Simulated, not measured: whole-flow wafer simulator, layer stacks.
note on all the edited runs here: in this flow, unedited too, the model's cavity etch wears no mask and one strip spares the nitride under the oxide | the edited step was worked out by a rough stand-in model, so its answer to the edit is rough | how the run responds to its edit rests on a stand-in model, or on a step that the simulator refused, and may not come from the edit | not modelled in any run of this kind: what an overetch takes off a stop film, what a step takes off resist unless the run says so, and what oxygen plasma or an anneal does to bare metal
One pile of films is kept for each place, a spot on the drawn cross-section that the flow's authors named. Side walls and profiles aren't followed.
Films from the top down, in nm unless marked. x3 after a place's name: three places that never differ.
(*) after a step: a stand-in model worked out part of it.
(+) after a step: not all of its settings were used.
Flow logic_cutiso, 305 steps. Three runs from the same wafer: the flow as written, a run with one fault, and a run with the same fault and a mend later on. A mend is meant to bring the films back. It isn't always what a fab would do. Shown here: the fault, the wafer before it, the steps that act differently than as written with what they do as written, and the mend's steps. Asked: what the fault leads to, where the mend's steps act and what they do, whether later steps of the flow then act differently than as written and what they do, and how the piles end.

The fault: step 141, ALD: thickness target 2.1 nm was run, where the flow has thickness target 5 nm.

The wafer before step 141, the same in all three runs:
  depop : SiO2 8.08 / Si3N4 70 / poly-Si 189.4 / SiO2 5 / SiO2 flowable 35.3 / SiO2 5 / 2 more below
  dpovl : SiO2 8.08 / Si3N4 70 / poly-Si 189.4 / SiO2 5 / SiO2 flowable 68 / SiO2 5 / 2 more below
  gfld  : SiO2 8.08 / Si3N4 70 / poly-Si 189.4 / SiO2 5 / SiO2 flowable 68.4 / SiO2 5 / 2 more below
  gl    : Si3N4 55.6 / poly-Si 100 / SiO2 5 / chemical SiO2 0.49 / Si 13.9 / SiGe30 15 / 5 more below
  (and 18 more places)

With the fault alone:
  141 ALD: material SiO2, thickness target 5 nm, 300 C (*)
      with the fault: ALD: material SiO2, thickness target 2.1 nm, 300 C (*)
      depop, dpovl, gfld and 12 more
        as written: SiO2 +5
        with the fault: SiO2 +2.1
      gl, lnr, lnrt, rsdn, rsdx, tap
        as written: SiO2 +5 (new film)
        with the fault: SiO2 +2.1 (new film)
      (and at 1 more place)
  Later steps of the flow that act differently than as written (25 more steps differ only slightly, by at most 2% or 0.5 nm, whichever is larger, and aren't shown):
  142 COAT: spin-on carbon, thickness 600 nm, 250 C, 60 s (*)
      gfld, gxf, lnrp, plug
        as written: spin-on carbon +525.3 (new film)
        with the fault: spin-on carbon +509.8 (new film)
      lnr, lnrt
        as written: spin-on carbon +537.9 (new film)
        with the fault: spin-on carbon +522.5 (new film)
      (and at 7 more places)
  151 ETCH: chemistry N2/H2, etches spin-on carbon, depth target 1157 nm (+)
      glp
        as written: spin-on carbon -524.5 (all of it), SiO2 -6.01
        with the fault: spin-on carbon -509 (all of it), SiO2 -5.58 (all of it), Si3N4 -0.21
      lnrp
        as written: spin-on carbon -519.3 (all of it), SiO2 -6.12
        with the fault: spin-on carbon -503.8 (all of it), SiO2 -5.58 (all of it), SiOCN -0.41
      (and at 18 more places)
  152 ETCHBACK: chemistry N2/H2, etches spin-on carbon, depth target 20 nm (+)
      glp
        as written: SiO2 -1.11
        with the fault: Si3N4 -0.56
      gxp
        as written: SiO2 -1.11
        with the fault: SiO2 -1.27 (all of it)
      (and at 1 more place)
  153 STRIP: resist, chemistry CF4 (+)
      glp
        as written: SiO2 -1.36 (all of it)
        with the fault: Si3N4 -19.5
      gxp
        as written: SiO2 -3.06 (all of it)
        with the fault: Si3N4 -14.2
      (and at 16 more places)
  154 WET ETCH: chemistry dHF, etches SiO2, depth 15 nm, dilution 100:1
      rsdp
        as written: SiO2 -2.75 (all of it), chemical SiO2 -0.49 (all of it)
        with the fault: chemical SiO2 -0.49 (all of it)
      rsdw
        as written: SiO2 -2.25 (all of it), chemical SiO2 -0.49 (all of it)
        with the fault: chemical SiO2 -0.49 (all of it)
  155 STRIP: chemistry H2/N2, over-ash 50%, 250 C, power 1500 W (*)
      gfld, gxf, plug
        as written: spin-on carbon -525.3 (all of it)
        with the fault: spin-on carbon -509.8 (all of it)
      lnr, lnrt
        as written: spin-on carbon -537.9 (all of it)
        with the fault: spin-on carbon -522.5 (all of it)
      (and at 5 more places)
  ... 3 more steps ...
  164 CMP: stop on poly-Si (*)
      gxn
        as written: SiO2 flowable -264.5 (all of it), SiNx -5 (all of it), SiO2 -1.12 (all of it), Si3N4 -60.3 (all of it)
        with the fault: SiO2 flowable -256.3 (all of it), SiNx -10 (all of it), Si3N4 -59.8 (all of it)
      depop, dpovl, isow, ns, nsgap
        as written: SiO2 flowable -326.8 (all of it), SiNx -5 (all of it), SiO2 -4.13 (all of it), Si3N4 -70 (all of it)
        with the fault: SiO2 flowable -326.8 (all of it), SiNx -5 (all of it), SiO2 -1.22 (all of it), Si3N4 -70 (all of it)
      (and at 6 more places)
  At the end the piles differ from the flow's by more than 2% or 0.5 nm, whichever is larger, at iso.
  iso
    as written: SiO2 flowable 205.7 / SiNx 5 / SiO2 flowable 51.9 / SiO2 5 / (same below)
    with the fault: SiO2 flowable 209 / SiNx 5 / SiO2 flowable 48.7 / SiO2 5 / (same below)

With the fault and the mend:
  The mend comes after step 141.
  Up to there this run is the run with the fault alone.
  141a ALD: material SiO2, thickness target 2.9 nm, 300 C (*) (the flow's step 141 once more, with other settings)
      depop, dpovl, gfld and 18 more
        SiO2 +2.9
      gxn
        SiO2 +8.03
  No later step of the flow acts differently than as written, at any place that is followed, by more than 2% or 0.5 nm, whichever is larger.
  At the end the piles are the same as the flow's at every place that both follow.
